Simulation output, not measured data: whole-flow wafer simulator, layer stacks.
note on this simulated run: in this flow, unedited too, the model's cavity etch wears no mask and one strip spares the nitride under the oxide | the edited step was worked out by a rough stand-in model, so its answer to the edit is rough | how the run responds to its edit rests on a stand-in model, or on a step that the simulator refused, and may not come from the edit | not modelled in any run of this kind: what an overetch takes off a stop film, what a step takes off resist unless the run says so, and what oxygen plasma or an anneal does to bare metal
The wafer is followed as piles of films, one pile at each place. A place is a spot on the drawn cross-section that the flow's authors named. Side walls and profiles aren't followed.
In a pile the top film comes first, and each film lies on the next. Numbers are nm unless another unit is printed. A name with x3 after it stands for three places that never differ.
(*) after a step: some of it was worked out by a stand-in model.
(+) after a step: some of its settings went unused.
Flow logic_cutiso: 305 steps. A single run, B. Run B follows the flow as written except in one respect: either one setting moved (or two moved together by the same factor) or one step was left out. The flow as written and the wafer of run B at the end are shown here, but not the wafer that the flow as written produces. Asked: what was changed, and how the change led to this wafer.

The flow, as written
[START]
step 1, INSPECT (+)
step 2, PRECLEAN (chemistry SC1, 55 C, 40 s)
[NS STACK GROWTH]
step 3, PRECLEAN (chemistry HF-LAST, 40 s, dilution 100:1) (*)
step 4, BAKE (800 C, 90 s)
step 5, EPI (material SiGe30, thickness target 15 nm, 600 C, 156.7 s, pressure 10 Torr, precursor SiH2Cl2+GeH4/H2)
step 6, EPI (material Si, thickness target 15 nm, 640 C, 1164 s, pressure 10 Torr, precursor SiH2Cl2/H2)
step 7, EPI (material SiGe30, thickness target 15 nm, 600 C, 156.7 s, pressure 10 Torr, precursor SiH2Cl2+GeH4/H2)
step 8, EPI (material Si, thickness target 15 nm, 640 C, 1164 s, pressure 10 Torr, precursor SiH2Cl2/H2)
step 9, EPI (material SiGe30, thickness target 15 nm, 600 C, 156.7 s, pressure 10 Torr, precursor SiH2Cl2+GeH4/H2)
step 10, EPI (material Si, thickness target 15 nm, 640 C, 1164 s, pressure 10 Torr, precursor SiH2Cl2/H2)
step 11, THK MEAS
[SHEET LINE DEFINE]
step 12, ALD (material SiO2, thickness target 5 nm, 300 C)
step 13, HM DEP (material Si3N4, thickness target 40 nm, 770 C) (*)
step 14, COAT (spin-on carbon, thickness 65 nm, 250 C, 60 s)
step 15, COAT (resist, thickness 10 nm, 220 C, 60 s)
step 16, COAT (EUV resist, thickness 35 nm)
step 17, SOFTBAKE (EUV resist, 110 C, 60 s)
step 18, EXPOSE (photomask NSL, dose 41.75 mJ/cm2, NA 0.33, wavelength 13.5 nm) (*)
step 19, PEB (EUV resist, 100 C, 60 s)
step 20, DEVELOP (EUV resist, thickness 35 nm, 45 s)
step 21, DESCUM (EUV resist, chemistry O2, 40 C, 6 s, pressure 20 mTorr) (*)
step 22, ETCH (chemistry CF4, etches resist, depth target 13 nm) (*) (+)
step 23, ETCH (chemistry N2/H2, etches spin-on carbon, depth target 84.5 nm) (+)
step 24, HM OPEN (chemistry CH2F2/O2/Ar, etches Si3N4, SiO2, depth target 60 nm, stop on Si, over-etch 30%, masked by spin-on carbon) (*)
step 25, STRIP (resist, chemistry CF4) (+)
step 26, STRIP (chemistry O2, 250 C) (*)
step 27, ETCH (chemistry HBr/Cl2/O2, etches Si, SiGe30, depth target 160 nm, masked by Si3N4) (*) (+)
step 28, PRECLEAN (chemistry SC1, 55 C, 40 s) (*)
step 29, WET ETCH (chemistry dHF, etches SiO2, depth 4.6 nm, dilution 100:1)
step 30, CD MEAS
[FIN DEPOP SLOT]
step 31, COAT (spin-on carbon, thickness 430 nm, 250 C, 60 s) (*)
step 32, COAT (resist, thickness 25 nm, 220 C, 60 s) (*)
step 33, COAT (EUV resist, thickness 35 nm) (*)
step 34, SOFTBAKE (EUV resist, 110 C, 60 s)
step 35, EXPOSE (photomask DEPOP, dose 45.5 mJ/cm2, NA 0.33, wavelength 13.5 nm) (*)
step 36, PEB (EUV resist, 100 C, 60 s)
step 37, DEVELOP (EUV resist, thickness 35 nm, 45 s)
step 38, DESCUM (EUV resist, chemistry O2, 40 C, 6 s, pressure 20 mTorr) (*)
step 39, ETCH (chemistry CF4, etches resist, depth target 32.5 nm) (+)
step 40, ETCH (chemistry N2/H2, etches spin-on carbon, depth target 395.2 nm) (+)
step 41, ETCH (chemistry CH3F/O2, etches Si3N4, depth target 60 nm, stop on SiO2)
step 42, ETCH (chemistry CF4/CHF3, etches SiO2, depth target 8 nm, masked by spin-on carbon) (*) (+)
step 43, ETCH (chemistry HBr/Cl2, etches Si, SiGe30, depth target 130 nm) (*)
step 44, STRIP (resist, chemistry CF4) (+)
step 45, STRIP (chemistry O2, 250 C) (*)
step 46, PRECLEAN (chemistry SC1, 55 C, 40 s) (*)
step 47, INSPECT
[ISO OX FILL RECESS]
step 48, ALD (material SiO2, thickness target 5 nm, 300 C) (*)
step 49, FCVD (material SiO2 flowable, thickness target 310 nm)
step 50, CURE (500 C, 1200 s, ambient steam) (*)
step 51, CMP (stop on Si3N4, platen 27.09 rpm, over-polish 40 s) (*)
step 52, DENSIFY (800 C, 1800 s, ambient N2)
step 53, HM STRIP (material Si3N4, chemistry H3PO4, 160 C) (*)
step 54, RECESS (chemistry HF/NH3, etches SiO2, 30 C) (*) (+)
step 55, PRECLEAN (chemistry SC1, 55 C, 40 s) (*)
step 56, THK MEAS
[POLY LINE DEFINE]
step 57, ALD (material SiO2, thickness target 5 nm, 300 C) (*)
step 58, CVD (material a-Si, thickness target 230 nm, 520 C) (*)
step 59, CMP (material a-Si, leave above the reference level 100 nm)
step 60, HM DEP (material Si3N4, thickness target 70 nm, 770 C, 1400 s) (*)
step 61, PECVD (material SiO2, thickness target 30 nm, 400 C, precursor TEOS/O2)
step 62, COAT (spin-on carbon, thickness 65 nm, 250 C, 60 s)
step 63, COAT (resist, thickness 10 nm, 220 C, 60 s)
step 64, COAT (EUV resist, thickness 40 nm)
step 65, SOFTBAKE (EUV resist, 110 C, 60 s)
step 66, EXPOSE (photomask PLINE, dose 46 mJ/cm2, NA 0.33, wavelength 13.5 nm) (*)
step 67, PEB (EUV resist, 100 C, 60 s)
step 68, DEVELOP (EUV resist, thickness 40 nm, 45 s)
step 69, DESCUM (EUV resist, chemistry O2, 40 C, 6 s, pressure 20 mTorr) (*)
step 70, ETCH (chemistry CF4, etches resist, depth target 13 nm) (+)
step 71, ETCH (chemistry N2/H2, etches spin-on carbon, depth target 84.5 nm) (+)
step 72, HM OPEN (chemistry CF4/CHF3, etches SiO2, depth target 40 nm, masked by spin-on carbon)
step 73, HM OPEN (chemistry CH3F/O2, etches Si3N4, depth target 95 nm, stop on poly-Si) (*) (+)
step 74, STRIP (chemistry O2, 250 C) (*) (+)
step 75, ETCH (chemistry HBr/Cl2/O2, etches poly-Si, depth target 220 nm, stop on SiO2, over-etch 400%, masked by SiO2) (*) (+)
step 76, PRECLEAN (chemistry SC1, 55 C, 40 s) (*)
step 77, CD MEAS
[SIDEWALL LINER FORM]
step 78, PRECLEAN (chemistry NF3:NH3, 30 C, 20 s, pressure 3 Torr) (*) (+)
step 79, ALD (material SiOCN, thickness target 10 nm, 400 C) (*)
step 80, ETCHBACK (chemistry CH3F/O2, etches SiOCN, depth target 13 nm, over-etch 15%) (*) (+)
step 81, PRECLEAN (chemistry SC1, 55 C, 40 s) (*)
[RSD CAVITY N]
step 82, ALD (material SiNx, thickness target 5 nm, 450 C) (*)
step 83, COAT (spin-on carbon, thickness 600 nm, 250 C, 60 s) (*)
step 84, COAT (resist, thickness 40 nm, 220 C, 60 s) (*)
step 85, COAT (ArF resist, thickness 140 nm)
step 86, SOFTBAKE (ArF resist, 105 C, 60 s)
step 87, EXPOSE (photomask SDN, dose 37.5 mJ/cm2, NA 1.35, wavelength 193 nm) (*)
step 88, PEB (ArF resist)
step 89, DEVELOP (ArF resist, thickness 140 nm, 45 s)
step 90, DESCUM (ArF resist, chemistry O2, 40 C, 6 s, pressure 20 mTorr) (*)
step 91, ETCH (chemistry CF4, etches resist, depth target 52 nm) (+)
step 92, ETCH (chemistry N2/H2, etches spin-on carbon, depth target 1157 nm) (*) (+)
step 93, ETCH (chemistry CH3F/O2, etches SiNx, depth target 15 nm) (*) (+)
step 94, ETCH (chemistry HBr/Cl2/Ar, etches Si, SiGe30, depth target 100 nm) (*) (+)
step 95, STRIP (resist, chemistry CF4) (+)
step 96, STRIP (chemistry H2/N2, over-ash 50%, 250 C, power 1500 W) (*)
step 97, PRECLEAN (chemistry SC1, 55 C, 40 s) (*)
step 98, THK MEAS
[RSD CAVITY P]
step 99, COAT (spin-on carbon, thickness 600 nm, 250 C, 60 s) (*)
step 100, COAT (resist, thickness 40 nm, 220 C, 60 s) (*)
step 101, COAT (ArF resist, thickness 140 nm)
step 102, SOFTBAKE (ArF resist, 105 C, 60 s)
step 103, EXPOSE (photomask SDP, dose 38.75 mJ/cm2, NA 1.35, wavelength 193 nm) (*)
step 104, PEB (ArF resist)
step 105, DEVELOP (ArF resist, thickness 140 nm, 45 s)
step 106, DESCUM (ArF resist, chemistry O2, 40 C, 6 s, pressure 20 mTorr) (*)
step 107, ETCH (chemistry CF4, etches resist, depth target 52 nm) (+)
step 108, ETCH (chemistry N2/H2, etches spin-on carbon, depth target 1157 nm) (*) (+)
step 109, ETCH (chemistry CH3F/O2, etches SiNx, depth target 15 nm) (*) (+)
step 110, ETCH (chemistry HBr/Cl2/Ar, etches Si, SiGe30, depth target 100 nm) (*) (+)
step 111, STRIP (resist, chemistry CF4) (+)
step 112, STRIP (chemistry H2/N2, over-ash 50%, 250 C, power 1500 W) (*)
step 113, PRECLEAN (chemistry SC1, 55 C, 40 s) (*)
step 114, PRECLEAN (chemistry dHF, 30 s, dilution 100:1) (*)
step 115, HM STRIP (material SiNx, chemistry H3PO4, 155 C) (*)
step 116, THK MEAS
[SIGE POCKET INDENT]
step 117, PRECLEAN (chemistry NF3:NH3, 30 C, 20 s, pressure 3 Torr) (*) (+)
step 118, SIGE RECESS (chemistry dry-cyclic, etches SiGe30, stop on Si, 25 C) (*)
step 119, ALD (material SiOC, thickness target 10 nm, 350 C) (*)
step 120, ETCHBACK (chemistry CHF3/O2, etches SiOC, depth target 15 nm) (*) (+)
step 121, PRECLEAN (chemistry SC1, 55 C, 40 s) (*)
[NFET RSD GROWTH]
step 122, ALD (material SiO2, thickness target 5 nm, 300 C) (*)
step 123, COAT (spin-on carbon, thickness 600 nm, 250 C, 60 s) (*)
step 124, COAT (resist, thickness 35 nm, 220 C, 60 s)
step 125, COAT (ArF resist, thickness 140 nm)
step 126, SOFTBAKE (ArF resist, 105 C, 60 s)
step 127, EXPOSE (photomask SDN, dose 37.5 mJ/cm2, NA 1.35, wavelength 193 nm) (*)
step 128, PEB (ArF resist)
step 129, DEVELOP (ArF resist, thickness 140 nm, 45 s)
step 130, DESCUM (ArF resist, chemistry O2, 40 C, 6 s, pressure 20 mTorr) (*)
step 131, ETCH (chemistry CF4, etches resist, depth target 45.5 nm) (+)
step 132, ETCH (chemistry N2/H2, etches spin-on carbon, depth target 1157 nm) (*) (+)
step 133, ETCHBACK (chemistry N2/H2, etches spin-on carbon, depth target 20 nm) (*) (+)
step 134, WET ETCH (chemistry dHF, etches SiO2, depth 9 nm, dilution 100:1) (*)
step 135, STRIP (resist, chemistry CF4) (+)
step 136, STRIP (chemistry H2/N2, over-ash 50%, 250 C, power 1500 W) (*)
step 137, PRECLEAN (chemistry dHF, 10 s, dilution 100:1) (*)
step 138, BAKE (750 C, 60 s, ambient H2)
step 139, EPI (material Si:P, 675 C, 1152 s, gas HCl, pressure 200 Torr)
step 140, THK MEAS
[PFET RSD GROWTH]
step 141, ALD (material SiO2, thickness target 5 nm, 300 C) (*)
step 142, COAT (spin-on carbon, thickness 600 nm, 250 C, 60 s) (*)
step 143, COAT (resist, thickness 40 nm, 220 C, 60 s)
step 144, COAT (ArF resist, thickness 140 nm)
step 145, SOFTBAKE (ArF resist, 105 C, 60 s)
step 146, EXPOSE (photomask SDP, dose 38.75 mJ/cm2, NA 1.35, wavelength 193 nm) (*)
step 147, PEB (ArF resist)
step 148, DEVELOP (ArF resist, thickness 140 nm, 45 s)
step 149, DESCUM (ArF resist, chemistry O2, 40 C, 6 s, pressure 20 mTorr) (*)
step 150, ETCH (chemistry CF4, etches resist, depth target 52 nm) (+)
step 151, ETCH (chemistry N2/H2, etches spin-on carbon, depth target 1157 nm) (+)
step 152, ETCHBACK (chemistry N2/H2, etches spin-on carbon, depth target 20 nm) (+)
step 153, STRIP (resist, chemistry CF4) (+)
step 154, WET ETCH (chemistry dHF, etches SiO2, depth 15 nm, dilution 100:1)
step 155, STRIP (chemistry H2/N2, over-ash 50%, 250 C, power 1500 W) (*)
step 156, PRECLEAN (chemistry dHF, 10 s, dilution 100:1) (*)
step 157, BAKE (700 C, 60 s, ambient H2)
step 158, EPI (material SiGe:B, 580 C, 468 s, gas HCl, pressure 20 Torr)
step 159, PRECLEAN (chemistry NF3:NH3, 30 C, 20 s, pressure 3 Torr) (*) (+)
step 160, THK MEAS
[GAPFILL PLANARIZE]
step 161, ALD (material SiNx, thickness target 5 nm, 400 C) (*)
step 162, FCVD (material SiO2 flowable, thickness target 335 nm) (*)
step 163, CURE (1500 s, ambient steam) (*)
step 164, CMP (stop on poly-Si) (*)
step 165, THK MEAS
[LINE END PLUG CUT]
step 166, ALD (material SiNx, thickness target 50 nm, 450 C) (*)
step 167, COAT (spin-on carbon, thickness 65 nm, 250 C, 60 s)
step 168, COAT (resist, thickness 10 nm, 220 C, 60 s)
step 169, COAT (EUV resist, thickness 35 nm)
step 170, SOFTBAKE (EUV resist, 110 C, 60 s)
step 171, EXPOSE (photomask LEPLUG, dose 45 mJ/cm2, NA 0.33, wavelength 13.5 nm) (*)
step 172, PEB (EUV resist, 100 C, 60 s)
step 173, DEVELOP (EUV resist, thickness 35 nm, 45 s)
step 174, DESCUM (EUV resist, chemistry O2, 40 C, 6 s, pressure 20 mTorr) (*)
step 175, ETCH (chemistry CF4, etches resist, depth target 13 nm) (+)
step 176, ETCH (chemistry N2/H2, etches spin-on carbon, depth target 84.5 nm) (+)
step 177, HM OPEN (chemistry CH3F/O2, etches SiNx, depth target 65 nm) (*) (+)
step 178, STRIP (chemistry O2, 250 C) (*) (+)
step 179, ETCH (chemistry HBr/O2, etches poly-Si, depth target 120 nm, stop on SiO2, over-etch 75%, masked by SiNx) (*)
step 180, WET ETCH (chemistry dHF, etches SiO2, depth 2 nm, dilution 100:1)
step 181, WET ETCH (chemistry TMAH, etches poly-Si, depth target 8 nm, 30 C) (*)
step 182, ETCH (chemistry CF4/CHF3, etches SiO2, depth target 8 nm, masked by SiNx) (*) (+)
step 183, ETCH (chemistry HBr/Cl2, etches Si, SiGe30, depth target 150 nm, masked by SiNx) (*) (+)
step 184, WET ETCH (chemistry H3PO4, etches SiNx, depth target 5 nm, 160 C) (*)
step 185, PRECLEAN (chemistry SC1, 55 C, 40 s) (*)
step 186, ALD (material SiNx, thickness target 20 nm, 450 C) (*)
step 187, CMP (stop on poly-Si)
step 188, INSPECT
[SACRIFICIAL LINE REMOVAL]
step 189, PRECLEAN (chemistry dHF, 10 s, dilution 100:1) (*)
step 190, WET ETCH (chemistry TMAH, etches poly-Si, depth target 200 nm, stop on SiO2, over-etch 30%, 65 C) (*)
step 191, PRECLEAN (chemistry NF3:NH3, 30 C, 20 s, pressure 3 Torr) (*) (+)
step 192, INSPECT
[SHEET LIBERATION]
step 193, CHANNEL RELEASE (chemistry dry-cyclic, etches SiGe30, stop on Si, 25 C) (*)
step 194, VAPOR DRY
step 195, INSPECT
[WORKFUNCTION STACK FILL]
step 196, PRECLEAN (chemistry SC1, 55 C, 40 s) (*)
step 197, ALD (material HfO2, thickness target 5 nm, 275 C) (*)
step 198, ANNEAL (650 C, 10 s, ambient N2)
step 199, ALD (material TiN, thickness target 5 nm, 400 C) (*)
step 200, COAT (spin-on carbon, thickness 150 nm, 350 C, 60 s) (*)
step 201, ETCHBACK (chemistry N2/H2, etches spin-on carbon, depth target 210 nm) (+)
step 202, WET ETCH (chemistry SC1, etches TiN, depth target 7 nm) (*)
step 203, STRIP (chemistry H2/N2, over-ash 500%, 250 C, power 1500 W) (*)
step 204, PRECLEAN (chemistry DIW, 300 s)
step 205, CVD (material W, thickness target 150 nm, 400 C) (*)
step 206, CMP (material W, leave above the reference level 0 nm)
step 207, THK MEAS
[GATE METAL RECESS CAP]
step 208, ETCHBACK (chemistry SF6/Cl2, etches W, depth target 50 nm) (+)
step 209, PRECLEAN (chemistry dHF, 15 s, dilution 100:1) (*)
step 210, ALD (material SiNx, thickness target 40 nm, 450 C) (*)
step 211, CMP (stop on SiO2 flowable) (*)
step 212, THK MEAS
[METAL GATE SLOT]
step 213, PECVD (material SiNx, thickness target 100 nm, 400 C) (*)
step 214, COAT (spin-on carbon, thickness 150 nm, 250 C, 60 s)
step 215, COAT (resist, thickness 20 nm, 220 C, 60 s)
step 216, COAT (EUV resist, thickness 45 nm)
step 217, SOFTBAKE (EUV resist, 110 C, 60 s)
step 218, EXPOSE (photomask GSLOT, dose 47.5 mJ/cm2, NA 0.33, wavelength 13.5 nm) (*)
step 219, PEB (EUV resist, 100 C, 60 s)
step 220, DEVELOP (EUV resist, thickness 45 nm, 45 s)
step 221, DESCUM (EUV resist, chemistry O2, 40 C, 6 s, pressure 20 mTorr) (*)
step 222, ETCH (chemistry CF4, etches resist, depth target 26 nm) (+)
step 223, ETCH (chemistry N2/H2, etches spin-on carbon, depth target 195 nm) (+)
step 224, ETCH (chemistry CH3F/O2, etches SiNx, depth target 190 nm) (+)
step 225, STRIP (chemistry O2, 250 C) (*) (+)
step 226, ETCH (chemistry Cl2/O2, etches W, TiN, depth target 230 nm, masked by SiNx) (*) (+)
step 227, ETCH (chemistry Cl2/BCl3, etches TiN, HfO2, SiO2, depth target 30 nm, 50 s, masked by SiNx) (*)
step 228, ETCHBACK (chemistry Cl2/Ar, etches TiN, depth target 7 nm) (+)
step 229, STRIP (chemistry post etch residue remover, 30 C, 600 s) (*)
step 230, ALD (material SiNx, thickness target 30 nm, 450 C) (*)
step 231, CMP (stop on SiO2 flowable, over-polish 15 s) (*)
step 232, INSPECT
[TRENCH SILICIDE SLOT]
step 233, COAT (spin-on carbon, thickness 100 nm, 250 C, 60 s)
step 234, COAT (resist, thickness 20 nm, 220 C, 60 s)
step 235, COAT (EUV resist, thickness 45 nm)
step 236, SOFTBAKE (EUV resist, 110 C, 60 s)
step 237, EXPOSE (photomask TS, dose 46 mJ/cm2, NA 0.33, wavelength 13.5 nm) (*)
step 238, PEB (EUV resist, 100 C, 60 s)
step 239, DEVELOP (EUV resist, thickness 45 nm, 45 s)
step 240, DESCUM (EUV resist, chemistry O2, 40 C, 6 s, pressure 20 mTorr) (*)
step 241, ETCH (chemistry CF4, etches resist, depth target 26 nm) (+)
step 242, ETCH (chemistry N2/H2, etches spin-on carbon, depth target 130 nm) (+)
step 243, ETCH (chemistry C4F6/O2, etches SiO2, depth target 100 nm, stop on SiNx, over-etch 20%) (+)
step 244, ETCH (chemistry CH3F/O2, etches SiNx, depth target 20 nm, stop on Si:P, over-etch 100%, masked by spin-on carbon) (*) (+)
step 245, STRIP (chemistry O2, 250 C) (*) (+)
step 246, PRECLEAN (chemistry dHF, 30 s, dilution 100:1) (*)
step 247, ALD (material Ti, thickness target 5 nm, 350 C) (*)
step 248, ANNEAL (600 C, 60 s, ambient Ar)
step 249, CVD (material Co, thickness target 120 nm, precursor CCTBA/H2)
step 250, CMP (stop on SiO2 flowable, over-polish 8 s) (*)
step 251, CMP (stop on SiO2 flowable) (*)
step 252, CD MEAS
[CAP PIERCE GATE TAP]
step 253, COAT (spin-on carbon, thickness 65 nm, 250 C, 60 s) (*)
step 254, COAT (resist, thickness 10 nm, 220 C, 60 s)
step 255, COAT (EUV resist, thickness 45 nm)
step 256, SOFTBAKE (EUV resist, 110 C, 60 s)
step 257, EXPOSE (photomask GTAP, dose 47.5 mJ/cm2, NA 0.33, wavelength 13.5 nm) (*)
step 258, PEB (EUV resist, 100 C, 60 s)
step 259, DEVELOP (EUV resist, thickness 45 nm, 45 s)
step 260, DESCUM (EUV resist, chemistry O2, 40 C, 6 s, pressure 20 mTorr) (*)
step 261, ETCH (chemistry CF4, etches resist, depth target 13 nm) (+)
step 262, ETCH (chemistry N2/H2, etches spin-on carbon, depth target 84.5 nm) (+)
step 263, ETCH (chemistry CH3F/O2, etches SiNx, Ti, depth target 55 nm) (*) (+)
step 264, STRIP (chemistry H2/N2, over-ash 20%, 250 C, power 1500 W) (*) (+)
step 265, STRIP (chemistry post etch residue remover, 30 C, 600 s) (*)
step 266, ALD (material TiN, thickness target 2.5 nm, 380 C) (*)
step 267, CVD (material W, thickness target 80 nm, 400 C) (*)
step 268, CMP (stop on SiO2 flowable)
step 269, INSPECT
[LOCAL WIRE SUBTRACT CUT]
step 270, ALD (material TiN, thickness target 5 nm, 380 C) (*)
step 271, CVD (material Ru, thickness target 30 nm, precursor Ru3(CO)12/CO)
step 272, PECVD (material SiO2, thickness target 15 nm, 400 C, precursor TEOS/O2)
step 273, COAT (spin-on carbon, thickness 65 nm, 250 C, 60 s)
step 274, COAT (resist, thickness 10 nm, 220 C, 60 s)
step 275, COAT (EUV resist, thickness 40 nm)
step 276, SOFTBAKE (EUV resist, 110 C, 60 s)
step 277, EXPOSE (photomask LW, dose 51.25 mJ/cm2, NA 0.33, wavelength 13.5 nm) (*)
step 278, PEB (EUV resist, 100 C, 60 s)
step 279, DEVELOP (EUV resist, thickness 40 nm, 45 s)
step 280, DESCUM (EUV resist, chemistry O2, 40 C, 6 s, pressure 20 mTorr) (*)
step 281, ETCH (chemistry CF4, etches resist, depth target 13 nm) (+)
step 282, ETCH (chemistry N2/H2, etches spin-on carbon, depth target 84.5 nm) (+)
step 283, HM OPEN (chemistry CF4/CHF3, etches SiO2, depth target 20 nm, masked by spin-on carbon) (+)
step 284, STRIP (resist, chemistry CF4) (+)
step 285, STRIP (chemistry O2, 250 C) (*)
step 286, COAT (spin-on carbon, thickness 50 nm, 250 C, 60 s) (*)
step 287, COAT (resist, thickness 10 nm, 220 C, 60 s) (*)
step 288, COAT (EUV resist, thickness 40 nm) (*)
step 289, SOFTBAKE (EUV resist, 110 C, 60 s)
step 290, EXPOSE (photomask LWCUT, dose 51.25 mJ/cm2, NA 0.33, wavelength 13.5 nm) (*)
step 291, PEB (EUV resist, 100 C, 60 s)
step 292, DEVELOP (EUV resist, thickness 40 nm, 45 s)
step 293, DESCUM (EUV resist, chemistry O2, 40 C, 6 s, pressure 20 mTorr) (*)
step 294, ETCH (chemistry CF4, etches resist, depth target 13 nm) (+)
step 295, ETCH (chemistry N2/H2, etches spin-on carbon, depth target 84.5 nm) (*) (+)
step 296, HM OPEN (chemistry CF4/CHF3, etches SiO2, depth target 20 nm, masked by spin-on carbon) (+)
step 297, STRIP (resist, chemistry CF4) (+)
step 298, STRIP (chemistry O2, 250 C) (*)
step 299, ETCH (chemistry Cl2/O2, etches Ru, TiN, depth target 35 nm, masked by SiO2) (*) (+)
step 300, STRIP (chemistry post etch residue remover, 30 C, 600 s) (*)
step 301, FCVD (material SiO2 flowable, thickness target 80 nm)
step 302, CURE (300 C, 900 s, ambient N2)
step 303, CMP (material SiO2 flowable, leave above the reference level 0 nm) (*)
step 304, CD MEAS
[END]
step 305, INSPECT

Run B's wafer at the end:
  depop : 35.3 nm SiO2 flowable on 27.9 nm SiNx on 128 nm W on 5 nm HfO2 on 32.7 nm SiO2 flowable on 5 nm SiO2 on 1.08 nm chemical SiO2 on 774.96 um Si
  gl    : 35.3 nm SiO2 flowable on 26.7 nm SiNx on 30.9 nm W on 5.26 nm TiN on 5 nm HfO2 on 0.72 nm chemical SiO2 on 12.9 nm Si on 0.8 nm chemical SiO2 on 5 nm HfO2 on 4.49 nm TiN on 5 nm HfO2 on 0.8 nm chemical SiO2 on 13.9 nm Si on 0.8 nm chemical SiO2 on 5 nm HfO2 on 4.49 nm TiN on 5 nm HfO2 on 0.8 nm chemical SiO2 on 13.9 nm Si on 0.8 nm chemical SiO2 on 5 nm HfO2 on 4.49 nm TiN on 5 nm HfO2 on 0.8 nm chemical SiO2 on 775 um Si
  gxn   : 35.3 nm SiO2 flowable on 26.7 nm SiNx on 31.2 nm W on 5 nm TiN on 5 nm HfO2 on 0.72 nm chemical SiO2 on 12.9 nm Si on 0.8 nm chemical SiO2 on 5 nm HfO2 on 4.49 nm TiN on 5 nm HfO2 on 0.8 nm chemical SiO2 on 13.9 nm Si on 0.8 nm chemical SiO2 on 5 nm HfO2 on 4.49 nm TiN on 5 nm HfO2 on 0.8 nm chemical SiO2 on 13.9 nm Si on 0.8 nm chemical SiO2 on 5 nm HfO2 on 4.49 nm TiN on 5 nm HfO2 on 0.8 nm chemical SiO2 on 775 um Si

The reason: step 162, FCVD: thickness target 460.6 nm was run, while the flow as written has thickness target 335 nm.

The path from the change to this, step by step:
  step 162, FCVD (material SiO2 flowable, thickness target 335 nm) (*)
      depop, dpovl, isow, ns, nsgap: SiO2 flowable gains 460.6 (new film) (in the flow as written it would be: SiO2 flowable gains 335 (new film))
      rsdn, rsdp, rsdw, rsdx: SiO2 flowable gains 549.5 (new film) (in the flow as written it would be: SiO2 flowable gains 423.9 (new film))
      (and at 13 other places as well)
  step 163, CURE (1500 s, ambient steam) (*)
      depop, dpovl, isow, ns, nsgap: SiO2 flowable loses 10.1 (in the flow as written it would be: SiO2 flowable loses 8.24)
      gfld, iso, lnri: SiO2 flowable loses 9.53 (in the flow as written it would be: SiO2 flowable loses 7.46)
      (and at 14 other places as well)
  step 164, CMP (stop on poly-Si) (*)
      depop, dpovl, isow, ns, nsgap: SiO2 flowable loses 450.5 (all of it), SiNx loses 5 (all of it), SiO2 loses 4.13 (all of it), Si3N4 loses 70 (all of it) (in the flow as written it would be: SiO2 flowable loses 326.8 (all of it), SiNx loses 5 (all of it), SiO2 loses 4.13 (all of it), Si3N4 loses 70 (all of it))
      iso, rsdn, rsdp, rsdx: SiO2 flowable loses 454.5 (in the flow as written it would be: SiO2 flowable loses 331)
      (and at 13 other places as well)
  step 209, PRECLEAN (chemistry dHF, 15 s, dilution 100:1) (*)
      iso: SiO2 flowable loses 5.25 (in the flow as written it would be: SiO2 flowable loses 4.73)
  step 246, PRECLEAN (chemistry dHF, 30 s, dilution 100:1) (*)
      iso: SiO2 flowable loses 10.2 (in the flow as written it would be: SiO2 flowable loses 9.13)
      rsdx: SiO2 flowable loses 9.41 (in the flow as written it would be: SiO2 flowable loses 8.73)
  step 250, CMP (stop on SiO2 flowable, over-polish 8 s) (*)
      rsdx: Co loses 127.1 (in the flow as written it would be: Co loses 127.9 (all of it))
  step 251, CMP (stop on SiO2 flowable) (*)
      rsdx: Co loses 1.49 (all of it), Ti loses 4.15 (in the flow as written it would be: Ti loses 5 (all of it))
      iso: Co loses 2.32 (all of it), Ti loses 3.32 (in the flow as written it would be: Co loses 1.22 (all of it), Ti loses 4.34)
  step 265, STRIP (chemistry post etch residue remover, 30 C, 600 s) (*)
      rsdx: Ti loses 0.85 (all of it) (in the flow as written it would be: nothing)
      iso: Ti loses 1.68 (all of it) (in the flow as written it would be: Ti loses 0.66 (all of it))
  step 268, CMP (stop on SiO2 flowable)
      depop, dpovl, gfld and 9 more: W loses 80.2 (all of it), TiN loses 2.5 (all of it), SiNx loses 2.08 (in the flow as written it would be: W loses 80.2 (all of it), TiN loses 2.5 (all of it), SiNx loses 0.98)
      lnr, lnri, lnrp, lnrt: W loses 80 (all of it), TiN loses 2.5 (all of it), SiOCN loses 2.32 (in the flow as written it would be: W loses 80 (all of it), TiN loses 2.5 (all of it), SiOCN loses 1.22)
      (and at 3 other places as well)
